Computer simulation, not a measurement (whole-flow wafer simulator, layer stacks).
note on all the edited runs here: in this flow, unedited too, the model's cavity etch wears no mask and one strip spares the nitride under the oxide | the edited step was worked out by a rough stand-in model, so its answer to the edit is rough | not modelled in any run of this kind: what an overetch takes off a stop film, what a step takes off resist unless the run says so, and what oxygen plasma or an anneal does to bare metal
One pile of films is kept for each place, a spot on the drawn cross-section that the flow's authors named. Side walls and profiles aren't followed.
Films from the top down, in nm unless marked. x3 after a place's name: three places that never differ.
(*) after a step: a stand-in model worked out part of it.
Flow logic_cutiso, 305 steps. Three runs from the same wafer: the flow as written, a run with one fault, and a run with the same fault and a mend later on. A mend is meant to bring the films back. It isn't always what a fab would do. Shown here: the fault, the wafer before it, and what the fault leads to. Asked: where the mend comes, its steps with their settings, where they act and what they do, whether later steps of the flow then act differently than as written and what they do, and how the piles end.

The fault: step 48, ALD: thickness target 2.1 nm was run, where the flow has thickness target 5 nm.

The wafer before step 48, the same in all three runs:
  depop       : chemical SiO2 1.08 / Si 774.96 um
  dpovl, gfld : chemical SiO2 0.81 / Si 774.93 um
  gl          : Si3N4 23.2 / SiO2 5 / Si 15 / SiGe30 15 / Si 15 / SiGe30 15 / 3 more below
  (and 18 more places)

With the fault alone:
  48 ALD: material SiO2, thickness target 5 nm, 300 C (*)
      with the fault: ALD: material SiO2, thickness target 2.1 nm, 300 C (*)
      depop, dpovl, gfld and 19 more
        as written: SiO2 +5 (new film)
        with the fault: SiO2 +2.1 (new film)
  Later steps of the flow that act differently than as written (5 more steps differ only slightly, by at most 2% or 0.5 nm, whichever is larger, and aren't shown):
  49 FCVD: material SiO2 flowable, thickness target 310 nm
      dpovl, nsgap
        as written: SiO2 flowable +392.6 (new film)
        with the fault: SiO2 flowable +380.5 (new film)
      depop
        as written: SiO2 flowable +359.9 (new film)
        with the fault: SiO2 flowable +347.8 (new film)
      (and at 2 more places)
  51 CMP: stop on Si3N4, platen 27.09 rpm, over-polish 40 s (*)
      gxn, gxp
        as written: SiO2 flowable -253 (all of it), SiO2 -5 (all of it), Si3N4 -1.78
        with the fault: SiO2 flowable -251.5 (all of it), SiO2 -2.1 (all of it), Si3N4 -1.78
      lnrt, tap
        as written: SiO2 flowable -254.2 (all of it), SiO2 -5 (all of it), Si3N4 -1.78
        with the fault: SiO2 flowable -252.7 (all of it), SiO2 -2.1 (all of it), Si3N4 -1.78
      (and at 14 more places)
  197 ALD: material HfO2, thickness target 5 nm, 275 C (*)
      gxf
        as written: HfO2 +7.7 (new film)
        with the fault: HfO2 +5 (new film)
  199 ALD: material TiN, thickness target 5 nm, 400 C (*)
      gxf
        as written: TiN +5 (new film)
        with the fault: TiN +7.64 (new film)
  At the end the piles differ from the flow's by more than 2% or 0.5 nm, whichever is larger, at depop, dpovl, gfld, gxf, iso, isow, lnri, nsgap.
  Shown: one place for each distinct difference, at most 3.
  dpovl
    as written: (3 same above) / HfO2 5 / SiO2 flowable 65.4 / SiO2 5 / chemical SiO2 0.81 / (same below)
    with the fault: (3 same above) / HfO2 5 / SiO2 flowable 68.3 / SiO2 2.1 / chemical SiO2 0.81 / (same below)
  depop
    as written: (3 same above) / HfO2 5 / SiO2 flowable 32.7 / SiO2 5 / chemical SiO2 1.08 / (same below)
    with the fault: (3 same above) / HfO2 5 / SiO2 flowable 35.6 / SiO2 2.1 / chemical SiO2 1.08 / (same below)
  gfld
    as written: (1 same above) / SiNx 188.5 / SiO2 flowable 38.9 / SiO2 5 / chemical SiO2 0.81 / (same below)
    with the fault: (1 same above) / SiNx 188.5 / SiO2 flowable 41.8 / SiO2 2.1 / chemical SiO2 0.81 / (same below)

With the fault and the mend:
  The mend comes after step 48.
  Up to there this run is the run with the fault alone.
  48a ALD: material SiO2, thickness target 2.9 nm, 300 C (*) (the flow's step 48 once more, with other settings)
      depop, dpovl, gfld and 19 more
        SiO2 +2.9
  No later step of the flow acts differently than as written, at any place that is followed, by more than 2% or 0.5 nm, whichever is larger.
  At the end the piles are the same as the flow's at every place that both follow.
